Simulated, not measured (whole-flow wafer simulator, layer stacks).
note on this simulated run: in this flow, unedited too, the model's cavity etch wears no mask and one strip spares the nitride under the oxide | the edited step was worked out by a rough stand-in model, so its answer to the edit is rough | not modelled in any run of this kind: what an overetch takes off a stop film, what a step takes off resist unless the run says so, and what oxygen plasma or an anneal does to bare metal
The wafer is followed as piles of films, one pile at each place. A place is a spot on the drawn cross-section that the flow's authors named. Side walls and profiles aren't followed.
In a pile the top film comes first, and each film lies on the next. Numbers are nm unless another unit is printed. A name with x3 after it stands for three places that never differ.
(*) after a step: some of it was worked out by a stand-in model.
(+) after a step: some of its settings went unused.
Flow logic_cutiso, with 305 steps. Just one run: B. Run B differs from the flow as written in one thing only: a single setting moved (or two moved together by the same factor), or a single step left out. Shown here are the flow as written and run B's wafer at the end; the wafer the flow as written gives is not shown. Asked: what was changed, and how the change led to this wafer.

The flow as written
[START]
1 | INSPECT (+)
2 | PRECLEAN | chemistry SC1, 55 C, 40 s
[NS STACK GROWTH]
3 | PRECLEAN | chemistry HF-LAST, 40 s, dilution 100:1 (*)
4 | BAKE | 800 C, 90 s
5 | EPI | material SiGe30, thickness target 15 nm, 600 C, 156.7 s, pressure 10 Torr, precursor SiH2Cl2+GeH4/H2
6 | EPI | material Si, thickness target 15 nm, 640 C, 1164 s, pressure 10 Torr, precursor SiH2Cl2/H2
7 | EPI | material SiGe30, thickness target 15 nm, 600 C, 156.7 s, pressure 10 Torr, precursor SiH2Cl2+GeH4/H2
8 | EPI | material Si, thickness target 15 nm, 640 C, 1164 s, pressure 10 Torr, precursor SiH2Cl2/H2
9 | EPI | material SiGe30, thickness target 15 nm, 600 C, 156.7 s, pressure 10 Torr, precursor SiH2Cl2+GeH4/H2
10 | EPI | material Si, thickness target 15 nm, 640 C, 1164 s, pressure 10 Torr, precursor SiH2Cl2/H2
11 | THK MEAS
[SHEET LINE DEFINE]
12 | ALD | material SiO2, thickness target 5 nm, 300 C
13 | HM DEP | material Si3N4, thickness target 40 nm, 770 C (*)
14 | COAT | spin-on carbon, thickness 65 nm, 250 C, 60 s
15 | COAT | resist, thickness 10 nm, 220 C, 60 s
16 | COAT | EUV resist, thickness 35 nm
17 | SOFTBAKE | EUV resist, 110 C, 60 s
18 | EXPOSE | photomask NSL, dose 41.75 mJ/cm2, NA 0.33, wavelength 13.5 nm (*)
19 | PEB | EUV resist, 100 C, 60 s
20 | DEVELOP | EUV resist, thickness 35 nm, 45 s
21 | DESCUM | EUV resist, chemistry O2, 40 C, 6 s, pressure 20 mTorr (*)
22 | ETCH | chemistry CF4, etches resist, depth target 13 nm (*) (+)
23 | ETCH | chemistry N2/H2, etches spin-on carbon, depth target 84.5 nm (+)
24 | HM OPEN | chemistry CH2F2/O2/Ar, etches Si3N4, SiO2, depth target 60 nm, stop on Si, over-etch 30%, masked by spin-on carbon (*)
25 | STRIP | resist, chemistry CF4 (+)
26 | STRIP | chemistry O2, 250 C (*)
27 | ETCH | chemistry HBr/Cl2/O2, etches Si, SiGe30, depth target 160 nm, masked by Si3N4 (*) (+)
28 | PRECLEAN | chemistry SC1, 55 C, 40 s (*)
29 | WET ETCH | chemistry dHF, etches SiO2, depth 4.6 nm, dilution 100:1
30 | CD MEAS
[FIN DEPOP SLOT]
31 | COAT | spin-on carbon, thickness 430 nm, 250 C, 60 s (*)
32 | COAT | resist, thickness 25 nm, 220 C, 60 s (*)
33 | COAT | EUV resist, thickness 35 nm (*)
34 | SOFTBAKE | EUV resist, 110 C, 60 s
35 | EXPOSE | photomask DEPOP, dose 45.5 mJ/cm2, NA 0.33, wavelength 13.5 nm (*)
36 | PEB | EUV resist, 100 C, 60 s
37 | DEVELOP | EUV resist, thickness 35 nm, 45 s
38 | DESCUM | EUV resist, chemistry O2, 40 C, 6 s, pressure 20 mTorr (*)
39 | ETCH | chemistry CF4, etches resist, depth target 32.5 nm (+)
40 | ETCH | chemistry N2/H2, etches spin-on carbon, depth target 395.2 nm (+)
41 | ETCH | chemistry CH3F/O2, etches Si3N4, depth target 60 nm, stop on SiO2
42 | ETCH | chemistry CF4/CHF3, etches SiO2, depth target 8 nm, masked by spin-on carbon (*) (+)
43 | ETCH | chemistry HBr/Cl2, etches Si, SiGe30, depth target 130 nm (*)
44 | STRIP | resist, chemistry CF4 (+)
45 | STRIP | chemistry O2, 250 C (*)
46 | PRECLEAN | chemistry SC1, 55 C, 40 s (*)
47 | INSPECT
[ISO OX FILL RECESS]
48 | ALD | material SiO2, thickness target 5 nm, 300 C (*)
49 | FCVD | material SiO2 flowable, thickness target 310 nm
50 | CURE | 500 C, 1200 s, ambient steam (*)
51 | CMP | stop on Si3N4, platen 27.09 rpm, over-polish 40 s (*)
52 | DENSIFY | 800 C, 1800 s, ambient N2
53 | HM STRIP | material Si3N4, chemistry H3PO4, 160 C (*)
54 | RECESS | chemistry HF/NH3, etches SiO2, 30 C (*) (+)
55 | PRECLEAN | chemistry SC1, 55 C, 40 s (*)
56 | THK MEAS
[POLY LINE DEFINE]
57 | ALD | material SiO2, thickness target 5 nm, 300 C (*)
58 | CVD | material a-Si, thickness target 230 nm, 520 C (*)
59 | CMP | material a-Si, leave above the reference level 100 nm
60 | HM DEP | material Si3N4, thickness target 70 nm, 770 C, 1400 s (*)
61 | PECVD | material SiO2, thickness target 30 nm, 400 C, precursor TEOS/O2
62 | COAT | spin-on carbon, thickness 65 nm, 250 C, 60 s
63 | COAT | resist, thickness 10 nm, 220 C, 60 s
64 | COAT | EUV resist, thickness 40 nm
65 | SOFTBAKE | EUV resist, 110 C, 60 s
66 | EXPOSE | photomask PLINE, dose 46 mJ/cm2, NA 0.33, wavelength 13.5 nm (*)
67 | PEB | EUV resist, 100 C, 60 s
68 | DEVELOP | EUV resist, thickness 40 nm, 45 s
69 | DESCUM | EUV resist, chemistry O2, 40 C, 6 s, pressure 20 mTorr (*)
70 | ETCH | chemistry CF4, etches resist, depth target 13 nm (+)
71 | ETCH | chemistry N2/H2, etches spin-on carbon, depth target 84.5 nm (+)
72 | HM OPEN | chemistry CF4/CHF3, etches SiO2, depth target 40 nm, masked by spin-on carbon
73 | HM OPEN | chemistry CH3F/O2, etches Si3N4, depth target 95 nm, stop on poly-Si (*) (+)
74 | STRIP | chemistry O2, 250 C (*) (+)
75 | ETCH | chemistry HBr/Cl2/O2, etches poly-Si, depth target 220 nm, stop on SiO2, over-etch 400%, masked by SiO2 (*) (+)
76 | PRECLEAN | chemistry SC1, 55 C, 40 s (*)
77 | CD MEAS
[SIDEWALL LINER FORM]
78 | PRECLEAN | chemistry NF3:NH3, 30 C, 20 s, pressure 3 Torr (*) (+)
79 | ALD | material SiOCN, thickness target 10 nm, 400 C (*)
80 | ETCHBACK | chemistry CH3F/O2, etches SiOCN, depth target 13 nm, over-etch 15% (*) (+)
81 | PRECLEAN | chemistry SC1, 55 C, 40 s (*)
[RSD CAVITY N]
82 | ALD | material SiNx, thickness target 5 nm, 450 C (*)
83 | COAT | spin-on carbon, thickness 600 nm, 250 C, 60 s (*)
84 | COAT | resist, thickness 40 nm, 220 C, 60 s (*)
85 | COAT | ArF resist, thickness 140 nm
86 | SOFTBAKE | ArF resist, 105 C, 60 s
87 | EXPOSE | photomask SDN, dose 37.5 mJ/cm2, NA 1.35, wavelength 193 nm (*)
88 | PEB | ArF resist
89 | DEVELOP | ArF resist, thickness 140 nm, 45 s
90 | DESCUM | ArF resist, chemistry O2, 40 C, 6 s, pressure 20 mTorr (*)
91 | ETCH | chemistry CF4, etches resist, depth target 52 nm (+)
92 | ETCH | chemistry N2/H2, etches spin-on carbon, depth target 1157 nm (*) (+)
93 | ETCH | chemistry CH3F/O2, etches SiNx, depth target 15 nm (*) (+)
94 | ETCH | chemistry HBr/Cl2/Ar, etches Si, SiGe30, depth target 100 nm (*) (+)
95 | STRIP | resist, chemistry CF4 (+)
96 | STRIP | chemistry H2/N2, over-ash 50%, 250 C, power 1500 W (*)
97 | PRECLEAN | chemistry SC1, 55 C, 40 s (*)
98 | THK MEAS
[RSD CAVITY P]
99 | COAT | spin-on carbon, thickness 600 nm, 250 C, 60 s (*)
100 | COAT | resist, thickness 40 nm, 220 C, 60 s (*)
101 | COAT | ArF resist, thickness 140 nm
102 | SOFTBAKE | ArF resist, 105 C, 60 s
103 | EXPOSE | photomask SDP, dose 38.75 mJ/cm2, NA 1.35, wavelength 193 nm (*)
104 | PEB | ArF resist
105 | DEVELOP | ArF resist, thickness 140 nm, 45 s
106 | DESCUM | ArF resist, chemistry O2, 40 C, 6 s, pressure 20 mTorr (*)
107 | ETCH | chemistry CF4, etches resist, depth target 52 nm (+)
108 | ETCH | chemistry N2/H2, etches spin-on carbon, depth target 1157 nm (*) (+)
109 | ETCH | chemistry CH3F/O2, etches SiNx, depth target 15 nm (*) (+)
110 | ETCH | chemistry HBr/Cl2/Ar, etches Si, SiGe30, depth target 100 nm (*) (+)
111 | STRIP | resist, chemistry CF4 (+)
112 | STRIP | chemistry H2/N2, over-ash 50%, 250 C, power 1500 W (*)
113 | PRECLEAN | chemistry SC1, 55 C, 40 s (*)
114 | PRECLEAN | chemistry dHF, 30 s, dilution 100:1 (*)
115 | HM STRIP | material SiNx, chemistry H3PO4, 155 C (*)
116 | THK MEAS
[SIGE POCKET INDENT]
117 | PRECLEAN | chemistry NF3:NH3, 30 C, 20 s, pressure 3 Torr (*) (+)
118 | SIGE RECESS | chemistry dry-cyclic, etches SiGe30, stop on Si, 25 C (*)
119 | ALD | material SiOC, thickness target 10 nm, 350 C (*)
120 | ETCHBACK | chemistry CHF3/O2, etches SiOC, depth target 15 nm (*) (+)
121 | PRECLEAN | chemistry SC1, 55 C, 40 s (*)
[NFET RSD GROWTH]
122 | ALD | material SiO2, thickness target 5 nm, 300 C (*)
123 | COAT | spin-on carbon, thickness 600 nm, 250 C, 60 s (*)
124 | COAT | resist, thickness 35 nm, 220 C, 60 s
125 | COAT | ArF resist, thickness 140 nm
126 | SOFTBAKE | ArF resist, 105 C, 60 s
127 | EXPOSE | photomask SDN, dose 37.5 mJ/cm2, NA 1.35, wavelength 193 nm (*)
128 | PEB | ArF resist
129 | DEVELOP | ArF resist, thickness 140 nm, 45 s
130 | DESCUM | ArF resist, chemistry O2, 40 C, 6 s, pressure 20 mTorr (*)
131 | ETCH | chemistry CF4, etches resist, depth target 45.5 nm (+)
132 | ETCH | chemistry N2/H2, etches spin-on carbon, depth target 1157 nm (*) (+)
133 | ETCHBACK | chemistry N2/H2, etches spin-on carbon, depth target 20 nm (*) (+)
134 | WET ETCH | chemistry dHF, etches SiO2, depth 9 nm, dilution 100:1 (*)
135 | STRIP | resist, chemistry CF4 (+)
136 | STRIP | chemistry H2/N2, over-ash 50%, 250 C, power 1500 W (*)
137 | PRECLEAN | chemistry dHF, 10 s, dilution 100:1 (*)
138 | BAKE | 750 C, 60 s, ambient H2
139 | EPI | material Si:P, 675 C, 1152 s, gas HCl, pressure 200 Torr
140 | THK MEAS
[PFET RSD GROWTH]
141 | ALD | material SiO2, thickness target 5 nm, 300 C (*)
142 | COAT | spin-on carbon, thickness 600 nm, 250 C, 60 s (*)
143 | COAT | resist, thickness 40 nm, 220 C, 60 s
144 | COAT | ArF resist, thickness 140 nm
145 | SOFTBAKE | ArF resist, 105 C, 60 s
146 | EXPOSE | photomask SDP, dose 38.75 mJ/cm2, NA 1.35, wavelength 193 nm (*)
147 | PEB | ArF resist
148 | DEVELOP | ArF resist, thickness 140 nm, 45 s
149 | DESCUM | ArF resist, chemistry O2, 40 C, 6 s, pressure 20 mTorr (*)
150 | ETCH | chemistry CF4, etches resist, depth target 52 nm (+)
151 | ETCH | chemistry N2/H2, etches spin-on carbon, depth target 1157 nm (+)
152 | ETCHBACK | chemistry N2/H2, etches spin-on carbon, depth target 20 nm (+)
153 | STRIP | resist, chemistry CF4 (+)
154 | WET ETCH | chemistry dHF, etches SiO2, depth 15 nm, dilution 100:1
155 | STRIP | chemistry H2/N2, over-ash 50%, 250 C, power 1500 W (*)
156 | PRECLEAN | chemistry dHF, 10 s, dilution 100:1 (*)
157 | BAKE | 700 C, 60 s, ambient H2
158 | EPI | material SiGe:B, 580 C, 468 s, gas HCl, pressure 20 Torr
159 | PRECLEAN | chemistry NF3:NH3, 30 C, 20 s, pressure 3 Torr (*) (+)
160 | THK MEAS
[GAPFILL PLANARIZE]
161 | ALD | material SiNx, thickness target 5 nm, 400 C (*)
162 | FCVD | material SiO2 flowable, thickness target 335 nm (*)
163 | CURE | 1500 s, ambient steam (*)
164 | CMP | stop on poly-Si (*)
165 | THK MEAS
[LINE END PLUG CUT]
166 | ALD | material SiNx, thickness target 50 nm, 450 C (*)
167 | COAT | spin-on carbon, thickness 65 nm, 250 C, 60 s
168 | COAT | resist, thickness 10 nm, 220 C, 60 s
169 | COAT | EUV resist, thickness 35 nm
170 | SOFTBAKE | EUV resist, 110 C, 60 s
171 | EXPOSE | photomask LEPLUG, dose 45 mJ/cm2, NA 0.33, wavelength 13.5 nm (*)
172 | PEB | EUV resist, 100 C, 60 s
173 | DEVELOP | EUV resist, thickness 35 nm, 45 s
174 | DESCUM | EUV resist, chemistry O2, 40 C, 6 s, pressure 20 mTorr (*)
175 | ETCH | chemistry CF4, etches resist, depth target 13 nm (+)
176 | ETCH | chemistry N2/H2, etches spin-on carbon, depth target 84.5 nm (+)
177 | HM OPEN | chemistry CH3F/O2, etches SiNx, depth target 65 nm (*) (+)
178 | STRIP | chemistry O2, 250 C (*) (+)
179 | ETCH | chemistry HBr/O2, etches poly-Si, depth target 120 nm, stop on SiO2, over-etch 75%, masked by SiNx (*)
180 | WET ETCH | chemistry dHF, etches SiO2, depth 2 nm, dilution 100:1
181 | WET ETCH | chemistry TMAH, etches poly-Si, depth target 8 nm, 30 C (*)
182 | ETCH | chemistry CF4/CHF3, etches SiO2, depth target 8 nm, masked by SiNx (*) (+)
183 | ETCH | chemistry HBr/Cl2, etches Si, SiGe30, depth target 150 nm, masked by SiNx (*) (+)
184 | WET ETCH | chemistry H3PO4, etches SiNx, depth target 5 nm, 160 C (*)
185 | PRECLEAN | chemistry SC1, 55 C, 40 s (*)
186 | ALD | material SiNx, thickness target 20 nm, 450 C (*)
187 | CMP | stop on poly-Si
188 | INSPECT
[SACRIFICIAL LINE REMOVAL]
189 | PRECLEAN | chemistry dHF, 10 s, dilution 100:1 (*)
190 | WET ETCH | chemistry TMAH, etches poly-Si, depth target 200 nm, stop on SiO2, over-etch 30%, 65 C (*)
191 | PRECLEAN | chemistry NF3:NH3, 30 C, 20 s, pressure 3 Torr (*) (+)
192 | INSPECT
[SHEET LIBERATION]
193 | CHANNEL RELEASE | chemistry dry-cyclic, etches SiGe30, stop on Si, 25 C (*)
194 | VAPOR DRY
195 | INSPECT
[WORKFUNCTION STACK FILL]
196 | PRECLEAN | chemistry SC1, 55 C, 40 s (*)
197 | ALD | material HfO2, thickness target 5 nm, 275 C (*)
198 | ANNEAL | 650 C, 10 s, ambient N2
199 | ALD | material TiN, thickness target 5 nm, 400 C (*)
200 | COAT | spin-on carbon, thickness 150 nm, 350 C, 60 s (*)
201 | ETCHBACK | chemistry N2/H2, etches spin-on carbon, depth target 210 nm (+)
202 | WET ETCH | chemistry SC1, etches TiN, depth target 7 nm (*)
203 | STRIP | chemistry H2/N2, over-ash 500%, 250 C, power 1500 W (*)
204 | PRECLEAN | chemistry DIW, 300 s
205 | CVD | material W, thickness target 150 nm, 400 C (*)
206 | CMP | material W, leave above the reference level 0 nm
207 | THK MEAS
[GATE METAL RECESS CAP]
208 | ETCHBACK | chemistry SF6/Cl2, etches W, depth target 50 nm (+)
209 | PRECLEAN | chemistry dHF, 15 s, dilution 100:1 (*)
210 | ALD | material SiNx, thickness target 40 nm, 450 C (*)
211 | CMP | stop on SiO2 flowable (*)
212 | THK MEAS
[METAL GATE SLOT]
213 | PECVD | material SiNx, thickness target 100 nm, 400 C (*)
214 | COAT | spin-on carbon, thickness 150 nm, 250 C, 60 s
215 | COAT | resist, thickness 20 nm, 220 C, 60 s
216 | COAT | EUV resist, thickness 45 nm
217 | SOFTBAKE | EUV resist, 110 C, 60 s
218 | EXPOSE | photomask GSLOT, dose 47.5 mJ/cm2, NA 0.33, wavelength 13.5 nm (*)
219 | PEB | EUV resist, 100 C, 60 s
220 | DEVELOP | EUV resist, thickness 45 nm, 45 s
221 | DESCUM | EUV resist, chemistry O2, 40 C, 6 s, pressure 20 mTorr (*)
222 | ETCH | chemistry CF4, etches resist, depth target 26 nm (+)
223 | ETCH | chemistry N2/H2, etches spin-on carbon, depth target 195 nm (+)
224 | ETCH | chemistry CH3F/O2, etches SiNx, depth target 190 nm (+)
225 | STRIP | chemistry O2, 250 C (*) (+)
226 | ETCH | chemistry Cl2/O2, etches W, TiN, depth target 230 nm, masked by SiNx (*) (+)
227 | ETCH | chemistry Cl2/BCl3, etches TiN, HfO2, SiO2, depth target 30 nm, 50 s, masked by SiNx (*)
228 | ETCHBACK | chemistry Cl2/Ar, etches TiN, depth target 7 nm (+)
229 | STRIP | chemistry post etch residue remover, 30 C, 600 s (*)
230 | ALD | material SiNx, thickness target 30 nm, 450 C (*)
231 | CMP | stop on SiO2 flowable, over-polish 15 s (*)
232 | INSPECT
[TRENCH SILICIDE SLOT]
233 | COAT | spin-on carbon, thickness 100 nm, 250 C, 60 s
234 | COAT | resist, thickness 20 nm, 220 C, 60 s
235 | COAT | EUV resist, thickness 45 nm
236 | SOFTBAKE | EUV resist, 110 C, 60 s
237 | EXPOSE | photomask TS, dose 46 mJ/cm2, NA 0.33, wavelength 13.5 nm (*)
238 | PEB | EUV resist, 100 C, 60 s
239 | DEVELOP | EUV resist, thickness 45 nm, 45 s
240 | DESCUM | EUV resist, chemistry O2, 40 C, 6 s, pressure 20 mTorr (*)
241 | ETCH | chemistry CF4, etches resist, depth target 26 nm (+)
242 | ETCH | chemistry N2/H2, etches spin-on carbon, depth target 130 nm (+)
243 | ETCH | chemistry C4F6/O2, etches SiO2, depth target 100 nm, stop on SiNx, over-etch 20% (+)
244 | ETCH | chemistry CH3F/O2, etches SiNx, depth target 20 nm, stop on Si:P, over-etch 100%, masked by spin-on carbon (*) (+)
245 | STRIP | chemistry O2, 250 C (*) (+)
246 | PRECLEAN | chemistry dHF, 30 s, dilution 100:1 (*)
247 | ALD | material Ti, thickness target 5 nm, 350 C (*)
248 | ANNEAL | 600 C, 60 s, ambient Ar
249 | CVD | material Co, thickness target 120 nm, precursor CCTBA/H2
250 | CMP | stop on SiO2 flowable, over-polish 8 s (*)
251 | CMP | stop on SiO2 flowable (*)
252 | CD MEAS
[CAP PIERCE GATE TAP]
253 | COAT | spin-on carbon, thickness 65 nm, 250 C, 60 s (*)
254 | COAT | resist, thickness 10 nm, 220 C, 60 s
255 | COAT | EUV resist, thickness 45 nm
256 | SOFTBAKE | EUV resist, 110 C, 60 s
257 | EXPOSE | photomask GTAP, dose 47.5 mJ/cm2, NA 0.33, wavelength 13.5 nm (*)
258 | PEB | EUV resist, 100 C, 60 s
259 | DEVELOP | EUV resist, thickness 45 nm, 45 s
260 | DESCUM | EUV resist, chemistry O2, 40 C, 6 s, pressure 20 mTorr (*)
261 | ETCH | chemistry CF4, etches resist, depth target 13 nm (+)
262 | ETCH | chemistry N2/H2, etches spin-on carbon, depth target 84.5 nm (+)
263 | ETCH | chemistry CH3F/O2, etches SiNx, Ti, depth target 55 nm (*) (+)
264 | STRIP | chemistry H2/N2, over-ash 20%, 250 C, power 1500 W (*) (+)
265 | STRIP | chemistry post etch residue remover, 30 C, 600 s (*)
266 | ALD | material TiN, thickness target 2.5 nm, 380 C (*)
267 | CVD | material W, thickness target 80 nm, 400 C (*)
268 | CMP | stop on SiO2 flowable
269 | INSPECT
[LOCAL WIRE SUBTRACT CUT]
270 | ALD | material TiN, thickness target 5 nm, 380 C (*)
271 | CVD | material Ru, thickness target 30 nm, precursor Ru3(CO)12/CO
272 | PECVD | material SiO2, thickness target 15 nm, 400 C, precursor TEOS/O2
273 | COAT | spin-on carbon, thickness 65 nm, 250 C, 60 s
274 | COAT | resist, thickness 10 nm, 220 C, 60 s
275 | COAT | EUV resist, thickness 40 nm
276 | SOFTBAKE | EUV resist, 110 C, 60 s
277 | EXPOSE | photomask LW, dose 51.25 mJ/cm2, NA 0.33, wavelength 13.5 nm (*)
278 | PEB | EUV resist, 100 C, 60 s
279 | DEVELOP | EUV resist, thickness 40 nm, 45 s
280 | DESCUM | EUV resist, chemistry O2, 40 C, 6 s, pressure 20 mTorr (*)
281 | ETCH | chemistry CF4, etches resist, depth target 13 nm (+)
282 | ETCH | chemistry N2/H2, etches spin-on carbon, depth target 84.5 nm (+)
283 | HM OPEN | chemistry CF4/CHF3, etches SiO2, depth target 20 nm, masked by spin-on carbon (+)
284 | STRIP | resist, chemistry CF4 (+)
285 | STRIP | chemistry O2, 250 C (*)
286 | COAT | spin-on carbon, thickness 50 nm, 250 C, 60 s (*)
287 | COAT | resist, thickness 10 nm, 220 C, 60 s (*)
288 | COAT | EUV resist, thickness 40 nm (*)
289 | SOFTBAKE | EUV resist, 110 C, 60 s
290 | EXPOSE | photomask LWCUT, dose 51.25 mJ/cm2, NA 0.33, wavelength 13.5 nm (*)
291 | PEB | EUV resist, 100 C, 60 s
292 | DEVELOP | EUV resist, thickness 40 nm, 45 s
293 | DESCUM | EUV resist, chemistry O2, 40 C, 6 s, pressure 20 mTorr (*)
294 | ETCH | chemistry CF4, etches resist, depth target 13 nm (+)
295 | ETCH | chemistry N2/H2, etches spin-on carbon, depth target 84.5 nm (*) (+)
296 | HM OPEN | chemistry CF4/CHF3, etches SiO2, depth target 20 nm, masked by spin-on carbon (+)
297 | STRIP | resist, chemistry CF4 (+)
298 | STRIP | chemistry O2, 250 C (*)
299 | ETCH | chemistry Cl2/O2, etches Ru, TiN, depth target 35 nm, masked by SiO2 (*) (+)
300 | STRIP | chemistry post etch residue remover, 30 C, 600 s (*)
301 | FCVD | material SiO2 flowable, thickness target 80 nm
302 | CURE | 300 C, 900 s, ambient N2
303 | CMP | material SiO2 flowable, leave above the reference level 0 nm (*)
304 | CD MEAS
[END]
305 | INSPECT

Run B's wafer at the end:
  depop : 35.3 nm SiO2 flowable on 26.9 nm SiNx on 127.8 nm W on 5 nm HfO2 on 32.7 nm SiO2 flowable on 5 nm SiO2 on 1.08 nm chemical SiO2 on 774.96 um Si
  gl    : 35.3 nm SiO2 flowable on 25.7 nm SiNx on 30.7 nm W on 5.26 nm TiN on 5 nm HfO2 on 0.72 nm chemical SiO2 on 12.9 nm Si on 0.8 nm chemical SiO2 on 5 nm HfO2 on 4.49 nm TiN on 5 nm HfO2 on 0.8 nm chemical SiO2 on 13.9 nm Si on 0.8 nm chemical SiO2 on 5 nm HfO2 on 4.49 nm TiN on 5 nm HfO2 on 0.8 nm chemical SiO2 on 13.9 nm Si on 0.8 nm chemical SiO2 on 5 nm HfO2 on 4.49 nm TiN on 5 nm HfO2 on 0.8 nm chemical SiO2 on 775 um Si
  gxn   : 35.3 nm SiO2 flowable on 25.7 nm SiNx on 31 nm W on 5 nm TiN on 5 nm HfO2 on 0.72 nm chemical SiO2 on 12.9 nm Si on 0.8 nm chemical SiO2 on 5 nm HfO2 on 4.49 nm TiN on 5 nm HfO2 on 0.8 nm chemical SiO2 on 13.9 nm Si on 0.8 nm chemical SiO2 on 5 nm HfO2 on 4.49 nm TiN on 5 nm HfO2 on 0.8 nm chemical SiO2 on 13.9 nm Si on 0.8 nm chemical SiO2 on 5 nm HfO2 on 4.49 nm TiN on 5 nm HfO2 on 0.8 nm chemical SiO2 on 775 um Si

Cause: step 162, FCVD: thickness target 527.6 nm was run, whereas the flow has thickness target 335 nm.

The path from the change to this, step by step:
  162 | FCVD | material SiO2 flowable, thickness target 335 nm (*)
      depop, dpovl, isow, ns, nsgap: +527.6 SiO2 flowable (new film) (it would be, as written: +335 SiO2 flowable (new film))
      rsdn, rsdp, rsdw, rsdx: +616.5 SiO2 flowable (new film) (it would be, as written: +423.9 SiO2 flowable (new film))
      (and at 13 other places as well)
  163 | CURE | 1500 s, ambient steam (*)
      depop, dpovl, isow, ns, nsgap: -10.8 SiO2 flowable (it would be, as written: -8.24 SiO2 flowable)
      gfld, iso, lnri: -10.3 SiO2 flowable (it would be, as written: -7.46 SiO2 flowable)
      (and at 14 other places as well)
  164 | CMP | stop on poly-Si (*)
      depop, dpovl, isow, ns, nsgap: -516.8 SiO2 flowable (all of it), -5 SiNx (all of it), -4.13 SiO2 (all of it), -70 Si3N4 (all of it) (it would be, as written: -326.8 SiO2 flowable (all of it), -5 SiNx (all of it), -4.13 SiO2 (all of it), -70 Si3N4 (all of it))
      iso, rsdn, rsdp, rsdx: -520.8 SiO2 flowable (it would be, as written: -331 SiO2 flowable)
      (and at 13 other places as well)
  209 | PRECLEAN | chemistry dHF, 15 s, dilution 100:1 (*)
      rsdn, rsdx: -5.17 SiO2 flowable (it would be, as written: -4.49 SiO2 flowable)
      rsdp, rsdw: -5.18 SiO2 flowable (it would be, as written: -4.5 SiO2 flowable)
      (and at 1 other place as well)
  211 | CMP | stop on SiO2 flowable (*)
      depop, dpovl, isow, ns, nsgap: -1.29 SiNx (it would be, as written: -0.61 SiNx)
      lnr, lnri, lnrp, lnrt: -40 SiNx (all of it), -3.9 SiOCN (it would be, as written: -40 SiNx (all of it), -3.22 SiOCN)
  246 | PRECLEAN | chemistry dHF, 30 s, dilution 100:1 (*)
      iso: -10.9 SiO2 flowable (it would be, as written: -9.13 SiO2 flowable)
      rsdx: -10 SiO2 flowable (it would be, as written: -8.73 SiO2 flowable)
  250 | CMP | stop on SiO2 flowable, over-polish 8 s (*)
      rsdx: -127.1 Co (it would be, as written: -127.9 Co (all of it))
  251 | CMP | stop on SiO2 flowable (*)
      rsdx: -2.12 Co (all of it), -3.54 Ti (it would be, as written: -5 Ti (all of it))
      iso: -3.03 Co (all of it), -2.62 Ti (it would be, as written: -1.22 Co (all of it), -4.34 Ti)
  263 | ETCH | chemistry CH3F/O2, etches SiNx, Ti, depth target 55 nm (*) (+)
      tap: -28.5 SiNx (all of it), -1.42 W (it would be, as written: -29.1 SiNx (all of it), -1.46 W)
  265 | STRIP | chemistry post etch residue remover, 30 C, 600 s (*)
      iso: -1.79 Ti (it would be, as written: -0.66 Ti (all of it))
      rsdx: -1.46 Ti (all of it) (it would be, as written: nothing)
  268 | CMP | stop on SiO2 flowable
      iso: -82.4 W (all of it), -2.5 TiN (all of it), -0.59 Ti (all of it) (it would be, as written: -81.2 W (all of it), -2.5 TiN (all of it))
      depop, dpovl, gfld and 9 more: -80.2 W (all of it), -2.5 TiN (all of it), -2.79 SiNx (it would be, as written: -80.2 W (all of it), -2.5 TiN (all of it), -0.98 SiNx)
      (and at 9 other places as well)
